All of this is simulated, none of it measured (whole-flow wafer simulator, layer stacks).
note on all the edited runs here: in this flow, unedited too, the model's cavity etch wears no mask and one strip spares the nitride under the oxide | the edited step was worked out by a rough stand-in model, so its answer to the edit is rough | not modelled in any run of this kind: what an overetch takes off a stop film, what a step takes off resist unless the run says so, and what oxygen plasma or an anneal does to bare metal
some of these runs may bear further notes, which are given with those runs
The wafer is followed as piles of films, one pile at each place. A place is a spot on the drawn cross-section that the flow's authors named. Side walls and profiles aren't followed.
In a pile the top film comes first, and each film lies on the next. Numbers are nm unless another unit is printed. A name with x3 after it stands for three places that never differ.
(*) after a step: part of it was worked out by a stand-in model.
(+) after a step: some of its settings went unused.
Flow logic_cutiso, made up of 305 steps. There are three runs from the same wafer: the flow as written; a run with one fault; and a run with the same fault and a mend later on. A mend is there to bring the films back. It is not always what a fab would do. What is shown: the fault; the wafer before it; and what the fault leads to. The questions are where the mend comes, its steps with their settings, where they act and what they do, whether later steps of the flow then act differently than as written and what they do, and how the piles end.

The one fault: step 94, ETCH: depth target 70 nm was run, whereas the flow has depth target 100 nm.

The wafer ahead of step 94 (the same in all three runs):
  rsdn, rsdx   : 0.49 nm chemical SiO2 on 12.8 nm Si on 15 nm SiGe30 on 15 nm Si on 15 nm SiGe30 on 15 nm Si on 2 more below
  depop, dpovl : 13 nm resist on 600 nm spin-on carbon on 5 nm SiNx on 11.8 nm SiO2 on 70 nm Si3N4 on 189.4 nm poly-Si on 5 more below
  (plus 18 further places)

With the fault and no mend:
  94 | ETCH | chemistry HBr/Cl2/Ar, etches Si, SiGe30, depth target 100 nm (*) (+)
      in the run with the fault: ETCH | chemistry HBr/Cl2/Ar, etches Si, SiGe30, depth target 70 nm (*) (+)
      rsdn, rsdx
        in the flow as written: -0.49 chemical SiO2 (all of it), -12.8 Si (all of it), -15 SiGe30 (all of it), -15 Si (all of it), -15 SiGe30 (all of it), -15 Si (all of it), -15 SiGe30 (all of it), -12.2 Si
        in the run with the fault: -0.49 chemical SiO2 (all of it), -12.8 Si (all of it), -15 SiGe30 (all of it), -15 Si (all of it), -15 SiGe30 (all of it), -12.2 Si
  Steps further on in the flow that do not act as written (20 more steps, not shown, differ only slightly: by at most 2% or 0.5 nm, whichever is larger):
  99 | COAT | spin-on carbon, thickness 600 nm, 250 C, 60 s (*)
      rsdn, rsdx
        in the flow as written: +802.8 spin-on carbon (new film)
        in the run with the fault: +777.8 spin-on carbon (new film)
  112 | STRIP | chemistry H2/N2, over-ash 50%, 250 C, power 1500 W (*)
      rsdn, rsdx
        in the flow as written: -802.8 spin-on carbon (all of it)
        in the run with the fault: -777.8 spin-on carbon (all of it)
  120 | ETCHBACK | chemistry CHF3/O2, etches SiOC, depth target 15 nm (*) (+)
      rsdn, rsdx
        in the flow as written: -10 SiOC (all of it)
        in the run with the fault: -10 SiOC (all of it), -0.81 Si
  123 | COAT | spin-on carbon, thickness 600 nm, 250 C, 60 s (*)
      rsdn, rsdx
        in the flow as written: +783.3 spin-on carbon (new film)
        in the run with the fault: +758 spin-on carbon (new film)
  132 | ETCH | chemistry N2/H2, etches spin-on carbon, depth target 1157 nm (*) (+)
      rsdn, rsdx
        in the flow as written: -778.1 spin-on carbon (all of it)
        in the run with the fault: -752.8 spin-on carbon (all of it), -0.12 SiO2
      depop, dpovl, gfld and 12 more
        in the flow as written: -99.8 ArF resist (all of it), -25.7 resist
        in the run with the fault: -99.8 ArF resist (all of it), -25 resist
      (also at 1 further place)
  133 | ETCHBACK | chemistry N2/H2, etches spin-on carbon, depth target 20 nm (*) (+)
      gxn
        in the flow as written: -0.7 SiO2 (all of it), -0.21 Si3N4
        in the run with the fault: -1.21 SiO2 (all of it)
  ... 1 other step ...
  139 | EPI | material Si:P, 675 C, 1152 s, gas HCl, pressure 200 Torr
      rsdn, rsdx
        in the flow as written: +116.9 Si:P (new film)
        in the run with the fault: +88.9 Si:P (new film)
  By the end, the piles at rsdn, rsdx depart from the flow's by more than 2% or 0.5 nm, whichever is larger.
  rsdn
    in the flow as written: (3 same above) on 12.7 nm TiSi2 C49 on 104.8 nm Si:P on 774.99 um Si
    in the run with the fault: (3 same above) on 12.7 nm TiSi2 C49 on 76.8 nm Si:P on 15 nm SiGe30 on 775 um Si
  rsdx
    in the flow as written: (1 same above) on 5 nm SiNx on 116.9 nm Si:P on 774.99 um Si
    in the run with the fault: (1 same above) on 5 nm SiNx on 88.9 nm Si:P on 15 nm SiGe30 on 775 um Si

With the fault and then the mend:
  The mend follows step 94.
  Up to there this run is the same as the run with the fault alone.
  94a | ETCH | chemistry HBr/Cl2/Ar, etches Si, SiGe30, depth target 30 nm (*) (+) (the flow's step 94 again, with other settings)
      rsdn, rsdx
        -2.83 Si (all of it), -15 SiGe30 (all of it), -12.2 Si
  None of the later steps of the flow acts differently than as written at any place that is followed.
  By the end, the piles equal the flow's at every place that both follow.
